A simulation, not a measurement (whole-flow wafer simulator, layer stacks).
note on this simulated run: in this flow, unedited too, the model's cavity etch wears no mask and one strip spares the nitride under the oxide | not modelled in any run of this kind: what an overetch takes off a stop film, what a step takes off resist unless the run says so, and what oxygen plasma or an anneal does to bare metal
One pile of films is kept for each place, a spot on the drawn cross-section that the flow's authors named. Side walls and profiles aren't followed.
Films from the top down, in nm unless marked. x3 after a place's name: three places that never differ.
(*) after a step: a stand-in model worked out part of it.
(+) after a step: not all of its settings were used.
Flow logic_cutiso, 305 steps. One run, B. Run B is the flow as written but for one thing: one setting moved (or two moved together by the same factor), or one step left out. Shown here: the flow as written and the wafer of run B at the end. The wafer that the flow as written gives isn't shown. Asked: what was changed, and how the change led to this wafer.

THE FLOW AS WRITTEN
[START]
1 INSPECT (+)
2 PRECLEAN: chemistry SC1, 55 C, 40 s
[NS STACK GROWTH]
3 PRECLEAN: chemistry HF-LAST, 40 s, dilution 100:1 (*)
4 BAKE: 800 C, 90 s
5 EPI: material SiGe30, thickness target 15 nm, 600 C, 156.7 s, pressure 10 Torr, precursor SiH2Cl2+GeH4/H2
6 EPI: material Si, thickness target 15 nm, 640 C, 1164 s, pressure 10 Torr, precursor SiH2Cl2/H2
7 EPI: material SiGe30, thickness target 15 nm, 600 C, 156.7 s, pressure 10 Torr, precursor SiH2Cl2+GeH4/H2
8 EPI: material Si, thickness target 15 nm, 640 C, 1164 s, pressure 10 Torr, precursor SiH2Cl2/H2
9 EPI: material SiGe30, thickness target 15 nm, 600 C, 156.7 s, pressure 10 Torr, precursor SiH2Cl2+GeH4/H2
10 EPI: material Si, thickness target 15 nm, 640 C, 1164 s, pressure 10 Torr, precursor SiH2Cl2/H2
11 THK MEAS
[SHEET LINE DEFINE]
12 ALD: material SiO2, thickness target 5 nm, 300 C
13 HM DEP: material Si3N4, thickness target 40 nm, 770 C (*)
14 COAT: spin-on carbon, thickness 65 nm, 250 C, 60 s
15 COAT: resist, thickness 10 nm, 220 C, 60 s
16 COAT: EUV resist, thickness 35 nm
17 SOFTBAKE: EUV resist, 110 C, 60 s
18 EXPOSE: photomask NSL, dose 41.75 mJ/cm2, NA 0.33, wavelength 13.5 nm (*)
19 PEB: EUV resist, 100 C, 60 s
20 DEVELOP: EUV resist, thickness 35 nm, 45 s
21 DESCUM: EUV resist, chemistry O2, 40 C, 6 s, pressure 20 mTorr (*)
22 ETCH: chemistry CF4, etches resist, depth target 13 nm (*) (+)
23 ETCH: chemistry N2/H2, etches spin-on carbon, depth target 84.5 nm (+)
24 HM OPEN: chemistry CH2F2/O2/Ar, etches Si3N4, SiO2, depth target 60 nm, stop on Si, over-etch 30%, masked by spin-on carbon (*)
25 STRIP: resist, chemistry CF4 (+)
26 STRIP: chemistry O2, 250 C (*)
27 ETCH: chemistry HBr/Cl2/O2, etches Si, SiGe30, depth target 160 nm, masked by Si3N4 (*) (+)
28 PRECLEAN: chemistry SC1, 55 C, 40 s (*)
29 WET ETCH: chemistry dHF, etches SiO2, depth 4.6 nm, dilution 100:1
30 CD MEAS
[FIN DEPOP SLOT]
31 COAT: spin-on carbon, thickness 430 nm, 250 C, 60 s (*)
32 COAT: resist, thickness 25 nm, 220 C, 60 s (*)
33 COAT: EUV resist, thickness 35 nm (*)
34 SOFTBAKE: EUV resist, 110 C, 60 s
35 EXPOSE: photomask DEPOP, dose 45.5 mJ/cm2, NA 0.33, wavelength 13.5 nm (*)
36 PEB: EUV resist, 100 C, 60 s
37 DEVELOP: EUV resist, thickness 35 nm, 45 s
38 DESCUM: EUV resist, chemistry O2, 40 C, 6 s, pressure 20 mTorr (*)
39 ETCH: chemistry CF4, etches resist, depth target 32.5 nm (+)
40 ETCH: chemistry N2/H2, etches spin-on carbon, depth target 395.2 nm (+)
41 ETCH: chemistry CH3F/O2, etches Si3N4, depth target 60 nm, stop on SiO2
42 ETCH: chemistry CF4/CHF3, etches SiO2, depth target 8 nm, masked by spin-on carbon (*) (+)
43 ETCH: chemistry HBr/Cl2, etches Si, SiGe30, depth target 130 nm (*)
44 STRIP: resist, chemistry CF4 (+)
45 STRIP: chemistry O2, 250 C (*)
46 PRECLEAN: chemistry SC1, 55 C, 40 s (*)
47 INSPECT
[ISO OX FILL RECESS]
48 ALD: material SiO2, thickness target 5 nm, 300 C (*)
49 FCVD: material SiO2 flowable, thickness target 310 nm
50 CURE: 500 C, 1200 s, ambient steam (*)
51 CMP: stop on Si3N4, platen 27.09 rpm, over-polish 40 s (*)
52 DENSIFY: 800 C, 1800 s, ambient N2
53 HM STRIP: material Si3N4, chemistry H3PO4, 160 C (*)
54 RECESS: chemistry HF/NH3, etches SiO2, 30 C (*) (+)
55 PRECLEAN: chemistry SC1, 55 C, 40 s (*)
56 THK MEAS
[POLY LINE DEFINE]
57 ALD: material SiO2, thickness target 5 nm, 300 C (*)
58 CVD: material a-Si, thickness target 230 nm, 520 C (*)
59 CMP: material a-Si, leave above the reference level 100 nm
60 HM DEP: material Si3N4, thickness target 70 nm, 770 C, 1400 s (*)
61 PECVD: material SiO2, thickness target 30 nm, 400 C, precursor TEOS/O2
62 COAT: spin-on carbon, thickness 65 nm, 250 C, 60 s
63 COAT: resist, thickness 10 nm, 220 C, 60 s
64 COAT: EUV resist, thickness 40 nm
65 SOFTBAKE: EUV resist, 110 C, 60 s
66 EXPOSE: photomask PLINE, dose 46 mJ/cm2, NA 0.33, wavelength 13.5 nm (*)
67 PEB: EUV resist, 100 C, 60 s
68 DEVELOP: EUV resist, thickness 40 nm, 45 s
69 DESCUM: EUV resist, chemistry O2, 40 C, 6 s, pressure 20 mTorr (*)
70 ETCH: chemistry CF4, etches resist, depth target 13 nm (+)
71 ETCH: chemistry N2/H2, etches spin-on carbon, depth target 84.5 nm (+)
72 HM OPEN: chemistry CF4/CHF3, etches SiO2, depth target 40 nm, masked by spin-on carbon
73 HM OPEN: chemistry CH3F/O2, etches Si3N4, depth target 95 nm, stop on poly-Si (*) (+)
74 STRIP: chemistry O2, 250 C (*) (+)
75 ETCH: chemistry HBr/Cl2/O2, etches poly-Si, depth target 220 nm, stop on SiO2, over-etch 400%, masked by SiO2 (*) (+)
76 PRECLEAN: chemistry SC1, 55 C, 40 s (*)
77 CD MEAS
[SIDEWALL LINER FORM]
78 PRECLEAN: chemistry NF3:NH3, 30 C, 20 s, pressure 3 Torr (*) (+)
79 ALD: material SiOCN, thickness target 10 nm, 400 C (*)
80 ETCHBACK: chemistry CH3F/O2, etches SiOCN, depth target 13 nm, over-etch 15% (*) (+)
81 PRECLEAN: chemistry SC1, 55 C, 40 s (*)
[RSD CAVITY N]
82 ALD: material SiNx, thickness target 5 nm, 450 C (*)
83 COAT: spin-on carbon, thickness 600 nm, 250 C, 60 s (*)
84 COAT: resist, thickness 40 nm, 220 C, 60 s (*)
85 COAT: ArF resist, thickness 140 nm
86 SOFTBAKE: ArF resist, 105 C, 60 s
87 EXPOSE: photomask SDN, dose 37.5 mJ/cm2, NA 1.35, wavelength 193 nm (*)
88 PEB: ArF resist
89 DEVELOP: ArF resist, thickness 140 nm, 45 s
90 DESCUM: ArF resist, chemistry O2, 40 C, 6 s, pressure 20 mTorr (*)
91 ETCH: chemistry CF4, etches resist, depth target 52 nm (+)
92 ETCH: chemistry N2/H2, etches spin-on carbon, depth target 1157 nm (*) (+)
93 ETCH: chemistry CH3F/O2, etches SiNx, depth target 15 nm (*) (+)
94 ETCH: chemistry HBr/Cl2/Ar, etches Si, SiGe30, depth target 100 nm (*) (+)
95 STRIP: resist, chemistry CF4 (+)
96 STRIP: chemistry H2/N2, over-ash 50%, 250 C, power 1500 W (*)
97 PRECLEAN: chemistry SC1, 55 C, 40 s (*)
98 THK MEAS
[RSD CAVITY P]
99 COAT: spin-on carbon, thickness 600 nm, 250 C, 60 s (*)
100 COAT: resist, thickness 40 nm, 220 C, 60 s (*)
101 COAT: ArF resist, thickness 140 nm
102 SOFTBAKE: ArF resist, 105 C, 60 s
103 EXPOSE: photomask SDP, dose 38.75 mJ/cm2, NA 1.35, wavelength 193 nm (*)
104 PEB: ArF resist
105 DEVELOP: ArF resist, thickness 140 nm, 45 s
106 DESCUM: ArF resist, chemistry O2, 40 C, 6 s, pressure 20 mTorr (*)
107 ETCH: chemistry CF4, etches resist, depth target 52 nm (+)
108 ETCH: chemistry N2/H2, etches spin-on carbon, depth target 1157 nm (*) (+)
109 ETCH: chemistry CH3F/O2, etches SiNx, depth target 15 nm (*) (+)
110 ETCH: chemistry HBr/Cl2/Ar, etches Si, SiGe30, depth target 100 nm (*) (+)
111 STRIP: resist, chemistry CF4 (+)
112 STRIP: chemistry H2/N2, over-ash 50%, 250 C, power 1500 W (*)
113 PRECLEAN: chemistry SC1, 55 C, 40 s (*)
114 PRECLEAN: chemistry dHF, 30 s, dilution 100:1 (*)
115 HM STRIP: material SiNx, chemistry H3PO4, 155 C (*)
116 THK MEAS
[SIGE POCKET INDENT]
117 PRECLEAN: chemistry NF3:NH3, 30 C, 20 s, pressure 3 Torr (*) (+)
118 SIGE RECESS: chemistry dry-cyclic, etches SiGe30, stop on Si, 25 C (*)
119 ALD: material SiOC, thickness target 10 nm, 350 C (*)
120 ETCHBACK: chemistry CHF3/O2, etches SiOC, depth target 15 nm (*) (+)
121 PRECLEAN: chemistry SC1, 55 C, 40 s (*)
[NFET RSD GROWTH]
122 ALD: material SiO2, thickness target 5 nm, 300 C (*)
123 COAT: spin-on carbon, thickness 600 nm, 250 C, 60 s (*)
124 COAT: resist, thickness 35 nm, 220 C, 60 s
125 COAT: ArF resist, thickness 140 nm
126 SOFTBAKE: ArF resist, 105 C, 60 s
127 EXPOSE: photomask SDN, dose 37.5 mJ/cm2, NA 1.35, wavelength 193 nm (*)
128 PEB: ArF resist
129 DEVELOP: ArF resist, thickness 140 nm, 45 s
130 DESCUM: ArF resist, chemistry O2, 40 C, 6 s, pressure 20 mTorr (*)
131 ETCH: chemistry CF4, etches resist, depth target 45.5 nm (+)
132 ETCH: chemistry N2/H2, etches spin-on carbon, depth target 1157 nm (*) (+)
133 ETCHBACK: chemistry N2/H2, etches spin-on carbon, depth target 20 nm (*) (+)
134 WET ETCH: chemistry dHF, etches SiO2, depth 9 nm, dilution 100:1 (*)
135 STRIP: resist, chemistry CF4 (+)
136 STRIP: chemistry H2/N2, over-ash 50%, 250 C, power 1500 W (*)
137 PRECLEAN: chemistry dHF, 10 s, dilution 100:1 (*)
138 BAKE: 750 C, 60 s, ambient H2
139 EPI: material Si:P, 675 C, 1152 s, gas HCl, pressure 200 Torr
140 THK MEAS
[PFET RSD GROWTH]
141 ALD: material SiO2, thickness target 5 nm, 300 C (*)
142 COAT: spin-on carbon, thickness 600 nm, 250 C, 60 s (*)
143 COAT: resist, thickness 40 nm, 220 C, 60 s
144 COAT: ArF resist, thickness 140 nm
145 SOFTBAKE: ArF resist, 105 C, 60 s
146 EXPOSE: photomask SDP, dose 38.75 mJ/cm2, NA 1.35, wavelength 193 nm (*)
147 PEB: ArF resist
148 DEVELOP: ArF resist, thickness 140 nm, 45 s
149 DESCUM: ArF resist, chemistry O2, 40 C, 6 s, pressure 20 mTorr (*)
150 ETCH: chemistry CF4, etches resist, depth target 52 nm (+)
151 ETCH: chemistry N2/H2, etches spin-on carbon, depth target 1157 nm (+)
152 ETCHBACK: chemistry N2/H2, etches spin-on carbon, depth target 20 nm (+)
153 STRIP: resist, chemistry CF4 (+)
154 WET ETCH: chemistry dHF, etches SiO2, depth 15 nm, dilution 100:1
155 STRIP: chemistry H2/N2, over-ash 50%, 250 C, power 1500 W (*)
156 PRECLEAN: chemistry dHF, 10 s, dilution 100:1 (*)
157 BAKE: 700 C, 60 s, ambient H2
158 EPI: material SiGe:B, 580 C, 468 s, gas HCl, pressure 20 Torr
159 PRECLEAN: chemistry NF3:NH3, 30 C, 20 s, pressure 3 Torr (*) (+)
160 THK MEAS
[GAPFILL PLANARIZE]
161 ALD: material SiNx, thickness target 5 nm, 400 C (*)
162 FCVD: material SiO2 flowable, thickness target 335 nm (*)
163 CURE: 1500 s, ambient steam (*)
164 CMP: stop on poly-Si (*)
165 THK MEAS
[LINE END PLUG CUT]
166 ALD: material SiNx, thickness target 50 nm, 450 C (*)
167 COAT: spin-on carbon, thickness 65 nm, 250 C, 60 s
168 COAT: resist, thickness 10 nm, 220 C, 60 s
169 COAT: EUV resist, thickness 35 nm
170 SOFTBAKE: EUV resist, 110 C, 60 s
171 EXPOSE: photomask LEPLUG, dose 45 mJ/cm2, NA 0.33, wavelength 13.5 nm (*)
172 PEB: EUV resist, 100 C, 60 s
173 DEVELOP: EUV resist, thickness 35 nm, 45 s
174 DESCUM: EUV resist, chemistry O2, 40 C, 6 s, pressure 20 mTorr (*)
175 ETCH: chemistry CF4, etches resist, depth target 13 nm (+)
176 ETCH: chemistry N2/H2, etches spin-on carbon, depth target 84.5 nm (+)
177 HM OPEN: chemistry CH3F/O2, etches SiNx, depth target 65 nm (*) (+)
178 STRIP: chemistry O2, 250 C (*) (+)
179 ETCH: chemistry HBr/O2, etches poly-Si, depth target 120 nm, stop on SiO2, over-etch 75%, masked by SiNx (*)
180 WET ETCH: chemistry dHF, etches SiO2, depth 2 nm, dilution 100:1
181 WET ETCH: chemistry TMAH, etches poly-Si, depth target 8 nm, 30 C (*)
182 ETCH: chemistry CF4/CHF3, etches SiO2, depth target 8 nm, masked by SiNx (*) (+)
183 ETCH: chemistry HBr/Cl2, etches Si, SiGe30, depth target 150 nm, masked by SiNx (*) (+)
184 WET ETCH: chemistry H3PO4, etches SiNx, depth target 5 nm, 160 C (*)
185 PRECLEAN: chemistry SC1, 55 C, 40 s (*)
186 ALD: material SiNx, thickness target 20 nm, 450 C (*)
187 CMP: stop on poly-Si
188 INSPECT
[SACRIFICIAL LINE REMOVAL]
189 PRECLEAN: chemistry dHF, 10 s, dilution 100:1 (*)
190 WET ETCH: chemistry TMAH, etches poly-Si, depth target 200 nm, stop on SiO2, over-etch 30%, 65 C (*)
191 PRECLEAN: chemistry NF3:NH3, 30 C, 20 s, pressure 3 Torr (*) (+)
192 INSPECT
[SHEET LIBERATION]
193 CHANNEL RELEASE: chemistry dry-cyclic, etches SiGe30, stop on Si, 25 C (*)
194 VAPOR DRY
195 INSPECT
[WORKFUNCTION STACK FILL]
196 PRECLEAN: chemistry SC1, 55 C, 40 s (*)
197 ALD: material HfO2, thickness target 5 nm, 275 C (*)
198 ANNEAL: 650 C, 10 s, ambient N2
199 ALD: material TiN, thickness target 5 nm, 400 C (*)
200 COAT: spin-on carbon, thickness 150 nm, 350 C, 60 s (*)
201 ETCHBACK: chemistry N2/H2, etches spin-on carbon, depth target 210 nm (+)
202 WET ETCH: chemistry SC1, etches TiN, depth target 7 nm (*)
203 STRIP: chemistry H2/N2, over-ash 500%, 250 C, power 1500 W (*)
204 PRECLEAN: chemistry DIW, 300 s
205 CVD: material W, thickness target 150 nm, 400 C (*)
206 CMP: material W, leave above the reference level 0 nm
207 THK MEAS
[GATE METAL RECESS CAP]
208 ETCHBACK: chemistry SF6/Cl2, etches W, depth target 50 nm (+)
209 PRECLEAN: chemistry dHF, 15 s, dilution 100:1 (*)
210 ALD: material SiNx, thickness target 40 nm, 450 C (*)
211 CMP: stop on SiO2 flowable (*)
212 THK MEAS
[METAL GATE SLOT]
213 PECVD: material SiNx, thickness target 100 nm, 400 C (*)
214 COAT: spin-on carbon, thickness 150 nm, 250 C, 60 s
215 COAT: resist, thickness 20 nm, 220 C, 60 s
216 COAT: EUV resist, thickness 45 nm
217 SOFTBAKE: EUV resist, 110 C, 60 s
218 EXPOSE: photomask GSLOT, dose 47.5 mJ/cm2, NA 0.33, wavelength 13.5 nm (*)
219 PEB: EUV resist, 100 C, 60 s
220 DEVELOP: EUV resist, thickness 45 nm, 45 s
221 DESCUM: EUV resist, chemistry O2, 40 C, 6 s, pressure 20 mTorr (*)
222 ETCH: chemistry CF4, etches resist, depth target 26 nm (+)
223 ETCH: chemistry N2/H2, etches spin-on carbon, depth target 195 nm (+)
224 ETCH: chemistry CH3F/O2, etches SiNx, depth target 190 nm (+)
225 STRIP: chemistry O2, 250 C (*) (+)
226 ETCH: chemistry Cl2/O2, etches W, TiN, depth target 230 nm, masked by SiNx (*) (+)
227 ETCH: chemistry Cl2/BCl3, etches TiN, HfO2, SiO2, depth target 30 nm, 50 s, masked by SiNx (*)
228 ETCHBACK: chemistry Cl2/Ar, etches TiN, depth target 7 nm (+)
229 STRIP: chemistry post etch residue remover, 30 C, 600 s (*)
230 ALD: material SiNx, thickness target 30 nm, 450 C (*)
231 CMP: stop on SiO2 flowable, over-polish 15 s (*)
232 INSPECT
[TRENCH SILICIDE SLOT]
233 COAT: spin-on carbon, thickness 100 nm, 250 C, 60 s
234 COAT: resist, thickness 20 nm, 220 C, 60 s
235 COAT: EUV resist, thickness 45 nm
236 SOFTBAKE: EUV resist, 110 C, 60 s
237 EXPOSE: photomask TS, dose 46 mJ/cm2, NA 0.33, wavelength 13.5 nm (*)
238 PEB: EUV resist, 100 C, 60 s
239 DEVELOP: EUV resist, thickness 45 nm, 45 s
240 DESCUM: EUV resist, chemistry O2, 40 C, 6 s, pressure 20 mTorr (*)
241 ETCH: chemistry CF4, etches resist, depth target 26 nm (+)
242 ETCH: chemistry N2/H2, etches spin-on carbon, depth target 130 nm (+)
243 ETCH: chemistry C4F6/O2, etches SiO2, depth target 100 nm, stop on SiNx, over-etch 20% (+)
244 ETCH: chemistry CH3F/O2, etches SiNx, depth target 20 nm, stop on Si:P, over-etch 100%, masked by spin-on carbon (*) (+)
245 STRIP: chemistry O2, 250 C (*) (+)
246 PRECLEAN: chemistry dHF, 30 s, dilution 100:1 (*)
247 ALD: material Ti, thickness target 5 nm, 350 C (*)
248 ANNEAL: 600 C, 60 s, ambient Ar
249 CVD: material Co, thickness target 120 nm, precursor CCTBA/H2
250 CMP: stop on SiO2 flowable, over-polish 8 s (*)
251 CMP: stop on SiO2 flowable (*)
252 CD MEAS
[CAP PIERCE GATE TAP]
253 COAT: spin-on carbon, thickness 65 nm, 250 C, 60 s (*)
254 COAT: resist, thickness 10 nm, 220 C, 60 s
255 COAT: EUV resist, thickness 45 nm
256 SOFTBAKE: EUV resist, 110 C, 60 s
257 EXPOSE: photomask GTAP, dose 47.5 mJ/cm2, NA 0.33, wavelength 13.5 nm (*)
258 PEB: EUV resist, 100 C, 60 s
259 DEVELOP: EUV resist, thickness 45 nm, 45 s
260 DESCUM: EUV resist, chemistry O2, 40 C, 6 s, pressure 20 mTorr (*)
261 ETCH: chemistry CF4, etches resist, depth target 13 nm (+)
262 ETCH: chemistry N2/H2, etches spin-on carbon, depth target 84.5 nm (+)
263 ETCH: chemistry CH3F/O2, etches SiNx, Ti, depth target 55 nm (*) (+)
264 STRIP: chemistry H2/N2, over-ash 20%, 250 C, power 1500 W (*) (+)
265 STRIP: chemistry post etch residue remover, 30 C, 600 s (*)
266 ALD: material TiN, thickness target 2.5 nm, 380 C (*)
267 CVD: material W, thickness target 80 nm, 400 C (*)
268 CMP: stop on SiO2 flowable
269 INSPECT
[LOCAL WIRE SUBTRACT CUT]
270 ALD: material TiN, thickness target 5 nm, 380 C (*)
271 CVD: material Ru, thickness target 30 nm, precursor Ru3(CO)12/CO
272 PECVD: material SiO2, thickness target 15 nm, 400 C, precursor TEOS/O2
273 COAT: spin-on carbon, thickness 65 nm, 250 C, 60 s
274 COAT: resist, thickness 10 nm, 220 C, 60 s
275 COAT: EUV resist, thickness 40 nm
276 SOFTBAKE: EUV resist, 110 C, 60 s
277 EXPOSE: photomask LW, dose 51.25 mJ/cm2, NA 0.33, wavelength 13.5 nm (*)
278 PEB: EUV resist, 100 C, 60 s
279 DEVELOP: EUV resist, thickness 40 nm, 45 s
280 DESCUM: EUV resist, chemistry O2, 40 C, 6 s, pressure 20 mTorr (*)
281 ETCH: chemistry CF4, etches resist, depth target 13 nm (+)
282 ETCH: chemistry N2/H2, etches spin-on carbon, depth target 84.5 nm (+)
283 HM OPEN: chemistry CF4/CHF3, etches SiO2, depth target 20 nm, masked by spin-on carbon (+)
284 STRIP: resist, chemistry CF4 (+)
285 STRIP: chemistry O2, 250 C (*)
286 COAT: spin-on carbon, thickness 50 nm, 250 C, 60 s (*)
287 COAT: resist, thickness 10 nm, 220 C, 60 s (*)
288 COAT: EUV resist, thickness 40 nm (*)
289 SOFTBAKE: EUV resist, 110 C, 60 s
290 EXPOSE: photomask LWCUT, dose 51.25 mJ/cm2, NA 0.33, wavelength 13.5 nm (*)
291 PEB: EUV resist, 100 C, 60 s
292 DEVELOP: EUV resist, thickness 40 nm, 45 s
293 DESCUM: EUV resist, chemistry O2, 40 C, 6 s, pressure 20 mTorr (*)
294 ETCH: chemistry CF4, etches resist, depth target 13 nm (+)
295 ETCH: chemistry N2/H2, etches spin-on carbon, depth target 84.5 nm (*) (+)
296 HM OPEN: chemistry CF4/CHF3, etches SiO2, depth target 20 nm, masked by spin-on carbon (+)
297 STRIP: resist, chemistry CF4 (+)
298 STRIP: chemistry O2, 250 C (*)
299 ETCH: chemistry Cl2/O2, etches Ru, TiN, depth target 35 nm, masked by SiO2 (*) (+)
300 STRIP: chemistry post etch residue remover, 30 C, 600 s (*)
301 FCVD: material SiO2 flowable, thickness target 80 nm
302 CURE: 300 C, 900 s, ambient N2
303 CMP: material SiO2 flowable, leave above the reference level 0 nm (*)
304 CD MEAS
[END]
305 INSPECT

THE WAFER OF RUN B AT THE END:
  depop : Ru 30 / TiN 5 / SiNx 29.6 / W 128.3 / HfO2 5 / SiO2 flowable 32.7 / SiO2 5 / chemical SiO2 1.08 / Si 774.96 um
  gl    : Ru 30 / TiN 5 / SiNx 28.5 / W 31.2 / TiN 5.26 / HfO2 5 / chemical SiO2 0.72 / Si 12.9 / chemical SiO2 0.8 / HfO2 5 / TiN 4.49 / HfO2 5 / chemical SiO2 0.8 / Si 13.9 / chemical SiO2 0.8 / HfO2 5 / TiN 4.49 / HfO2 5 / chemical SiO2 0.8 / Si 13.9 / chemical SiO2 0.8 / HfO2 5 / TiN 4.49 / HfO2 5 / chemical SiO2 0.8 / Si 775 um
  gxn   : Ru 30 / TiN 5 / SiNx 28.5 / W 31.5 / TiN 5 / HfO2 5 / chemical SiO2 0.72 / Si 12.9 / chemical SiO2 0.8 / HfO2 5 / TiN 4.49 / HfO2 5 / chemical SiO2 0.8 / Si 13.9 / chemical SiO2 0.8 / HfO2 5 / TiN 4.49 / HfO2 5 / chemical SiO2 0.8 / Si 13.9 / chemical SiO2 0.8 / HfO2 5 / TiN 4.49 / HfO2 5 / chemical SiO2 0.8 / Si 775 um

The cause: step 283, HM OPEN: chemistry CF4/CHF3, etches SiO2, depth target 20 nm, masked by spin-on carbon (+), was left out.

How the change led to this, step by step:
  284 STRIP: resist, chemistry CF4 (+)
      gfld, gl, gxf and 6 more: SiO2 -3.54 (as written it would be: Ru -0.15)
      depop, dpovl, isow, ns, nsgap: SiO2 -3.58 (as written it would be: Ru -0.15)
      (and at 8 more places)
  285 STRIP: chemistry O2, 250 C (*)
      lnrt, rsdn, rsdp, rsdw, tap: spin-on carbon -65 (all of it) (as written it would be: spin-on carbon -60.4 (all of it))
  286 COAT: spin-on carbon, thickness 50 nm, 250 C, 60 s (*)
      gxf, gxn, lnr, rsdx: spin-on carbon +51.6 (new film) (as written it would be: spin-on carbon +54.9 (new film))
      gfld, iso, lnri: spin-on carbon +51.5 (new film) (as written it would be: spin-on carbon +54.9 (new film))
      (and at 10 more places)
  295 ETCH: chemistry N2/H2, etches spin-on carbon, depth target 84.5 nm (*) (+)
      depop, dpovl, gl and 10 more: EUV resist -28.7 (all of it), resist -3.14 (as written it would be: EUV resist -28.7 (all of it), resist -2.44)
      gfld, gxn, iso, lnri: EUV resist -28.7 (all of it), resist -3.13 (as written it would be: EUV resist -28.7 (all of it), resist -2.44)
      (and at 5 more places)
  296 HM OPEN: chemistry CF4/CHF3, etches SiO2, depth target 20 nm, masked by spin-on carbon (+)
      depop, dpovl, glp, isow, ns, nsgap, plug: resist -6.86 (all of it), spin-on carbon -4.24 (as written it would be: resist -7.56 (all of it), spin-on carbon -4.01)
      gfld, gxf, gxn, iso, lnr, lnri, rsdx: resist -6.97 (all of it), spin-on carbon -4.2 (as written it would be: resist -7.88 (all of it), spin-on carbon -3.91)
      (and at 4 more places)
  298 STRIP: chemistry O2, 250 C (*)
      gfld, gxf, gxn, iso, lnr, lnri: spin-on carbon -47.3 (all of it) (as written it would be: spin-on carbon -51 (all of it))
      gl, gxp: spin-on carbon -47.4 (all of it) (as written it would be: spin-on carbon -51.2 (all of it))
      (and at 8 more places)
  299 ETCH: chemistry Cl2/O2, etches Ru, TiN, depth target 35 nm, masked by SiO2 (*) (+)
      depop, dpovl, gfld and 14 more: SiO2 -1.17 (as written it would be: Ru -29.6 (all of it), TiN -5 (all of it))
  301 FCVD: material SiO2 flowable, thickness target 80 nm
      iso, rsdx: SiO2 flowable +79 (new film) (as written it would be: SiO2 flowable +94.2)
      gfld, gl, gxf, gxn, gxp: SiO2 flowable +79 (new film) (as written it would be: SiO2 flowable +94.4 (new film))
      (and at 10 more places)
  303 CMP: material SiO2 flowable, leave above the reference level 0 nm (*)
      gfld, gl, gxf and 6 more: SiO2 flowable -79 (all of it), SiO2 -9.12 (all of it) (as written it would be: SiO2 flowable -59.2)
      depop, dpovl, isow, ns, nsgap: SiO2 flowable -80 (all of it), SiO2 -9.09 (all of it) (as written it would be: SiO2 flowable -44.7)
      (and at 8 more places)
Counting metal films that touch as one body, depop has 2 bodies (between them, from the top down: SiNx 29.6); the flow as written gives 1 body.
Counting metal films that touch as one body, gl has 5 bodies (between them, from the top down: SiNx 28.5; HfO2 5 / chemical SiO2 0.72 / Si 12.9 / chemical SiO2 0.8 / HfO2 5; HfO2 5 / chemical SiO2 0.8 / Si 13.9 / chemical SiO2 0.8 / HfO2 5; HfO2 5 / chemical SiO2 0.8 / Si 13.9 / chemical SiO2 0.8 / HfO2 5); the flow as written gives 4 bodies (between them, from the top down: HfO2 5 / chemical SiO2 0.72 / Si 12.9 / chemical SiO2 0.8 / HfO2 5; HfO2 5 / chemical SiO2 0.8 / Si 13.9 / chemical SiO2 0.8 / HfO2 5; HfO2 5 / chemical SiO2 0.8 / Si 13.9 / chemical SiO2 0.8 / HfO2 5).
Counting metal films that touch as one body, gxn has 5 bodies (between them, from the top down: SiNx 28.5; HfO2 5 / chemical SiO2 0.72 / Si 12.9 / chemical SiO2 0.8 / HfO2 5; HfO2 5 / chemical SiO2 0.8 / Si 13.9 / chemical SiO2 0.8 / HfO2 5; HfO2 5 / chemical SiO2 0.8 / Si 13.9 / chemical SiO2 0.8 / HfO2 5); the flow as written gives 4 bodies (between them, from the top down: HfO2 5 / chemical SiO2 0.72 / Si 12.9 / chemical SiO2 0.8 / HfO2 5; HfO2 5 / chemical SiO2 0.8 / Si 13.9 / chemical SiO2 0.8 / HfO2 5; HfO2 5 / chemical SiO2 0.8 / Si 13.9 / chemical SiO2 0.8 / HfO2 5).
